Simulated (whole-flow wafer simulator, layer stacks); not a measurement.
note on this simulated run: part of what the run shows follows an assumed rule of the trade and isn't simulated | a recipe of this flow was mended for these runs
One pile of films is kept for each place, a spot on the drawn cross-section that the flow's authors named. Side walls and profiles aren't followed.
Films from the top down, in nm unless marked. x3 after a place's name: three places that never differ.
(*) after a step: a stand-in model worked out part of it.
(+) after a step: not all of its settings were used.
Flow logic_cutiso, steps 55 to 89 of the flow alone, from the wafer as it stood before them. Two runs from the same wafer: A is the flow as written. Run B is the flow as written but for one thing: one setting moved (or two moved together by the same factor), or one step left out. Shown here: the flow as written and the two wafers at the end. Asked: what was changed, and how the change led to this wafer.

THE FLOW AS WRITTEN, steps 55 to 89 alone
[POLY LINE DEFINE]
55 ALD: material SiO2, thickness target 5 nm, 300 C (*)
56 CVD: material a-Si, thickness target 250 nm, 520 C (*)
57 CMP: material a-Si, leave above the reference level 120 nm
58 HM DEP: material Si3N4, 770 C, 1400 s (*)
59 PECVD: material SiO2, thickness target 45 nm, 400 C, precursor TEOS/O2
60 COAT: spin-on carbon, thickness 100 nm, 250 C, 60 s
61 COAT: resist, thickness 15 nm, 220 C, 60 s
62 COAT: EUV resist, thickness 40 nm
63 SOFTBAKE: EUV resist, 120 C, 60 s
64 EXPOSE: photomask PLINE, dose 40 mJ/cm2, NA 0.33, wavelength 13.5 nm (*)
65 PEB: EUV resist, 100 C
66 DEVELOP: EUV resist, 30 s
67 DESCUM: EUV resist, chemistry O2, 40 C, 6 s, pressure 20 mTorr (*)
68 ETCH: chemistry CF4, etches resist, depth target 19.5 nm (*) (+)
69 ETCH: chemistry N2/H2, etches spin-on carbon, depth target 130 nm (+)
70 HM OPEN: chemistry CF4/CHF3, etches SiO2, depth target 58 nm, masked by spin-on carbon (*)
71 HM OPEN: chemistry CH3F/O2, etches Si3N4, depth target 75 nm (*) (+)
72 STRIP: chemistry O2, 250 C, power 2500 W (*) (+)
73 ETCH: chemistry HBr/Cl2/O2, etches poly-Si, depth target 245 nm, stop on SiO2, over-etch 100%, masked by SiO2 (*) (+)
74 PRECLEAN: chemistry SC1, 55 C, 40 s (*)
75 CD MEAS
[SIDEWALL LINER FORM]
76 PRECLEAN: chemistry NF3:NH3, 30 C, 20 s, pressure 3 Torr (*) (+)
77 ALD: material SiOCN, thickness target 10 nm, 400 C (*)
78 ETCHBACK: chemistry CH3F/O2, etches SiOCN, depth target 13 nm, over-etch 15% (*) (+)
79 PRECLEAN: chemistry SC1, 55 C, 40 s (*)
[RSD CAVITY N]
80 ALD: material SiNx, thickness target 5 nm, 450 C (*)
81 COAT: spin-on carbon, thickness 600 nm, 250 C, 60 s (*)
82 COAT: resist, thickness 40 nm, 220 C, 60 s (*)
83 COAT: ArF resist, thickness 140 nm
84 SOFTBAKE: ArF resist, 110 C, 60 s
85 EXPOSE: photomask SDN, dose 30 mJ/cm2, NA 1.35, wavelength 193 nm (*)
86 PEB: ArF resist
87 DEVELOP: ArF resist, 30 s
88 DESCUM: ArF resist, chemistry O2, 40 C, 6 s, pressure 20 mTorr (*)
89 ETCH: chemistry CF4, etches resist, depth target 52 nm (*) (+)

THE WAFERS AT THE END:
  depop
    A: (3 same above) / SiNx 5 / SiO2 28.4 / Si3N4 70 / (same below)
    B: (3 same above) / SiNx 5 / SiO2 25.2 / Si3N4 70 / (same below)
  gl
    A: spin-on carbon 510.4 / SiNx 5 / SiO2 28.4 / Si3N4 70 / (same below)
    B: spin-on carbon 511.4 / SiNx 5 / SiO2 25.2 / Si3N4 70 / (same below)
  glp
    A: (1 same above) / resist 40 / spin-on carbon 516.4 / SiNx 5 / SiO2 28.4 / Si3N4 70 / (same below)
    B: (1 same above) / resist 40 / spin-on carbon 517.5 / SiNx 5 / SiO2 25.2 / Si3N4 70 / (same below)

The cause: step 59, PECVD: thickness target 41.8 nm was run, where the flow has thickness target 45 nm.

How the change led to this, step by step:
  59 PECVD: material SiO2, thickness target 45 nm, 400 C, precursor TEOS/O2
      depop, dpovl x3, gfld and 17 more: A SiO2 +45 (new film) | B SiO2 +41.8 (new film)
  70 HM OPEN: chemistry CF4/CHF3, etches SiO2, depth target 58 nm, masked by spin-on carbon (*)
      iso, lnr, lnri and 6 more: A SiO2 -43.2 (all of it), Si3N4 -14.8 | B SiO2 -40 (all of it), Si3N4 -18
  71 HM OPEN: chemistry CH3F/O2, etches Si3N4, depth target 75 nm (*) (+)
      iso, lnr, lnri and 6 more: A Si3N4 -55.2 (all of it), poly-Si -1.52 | B Si3N4 -52 (all of it), poly-Si -1.77
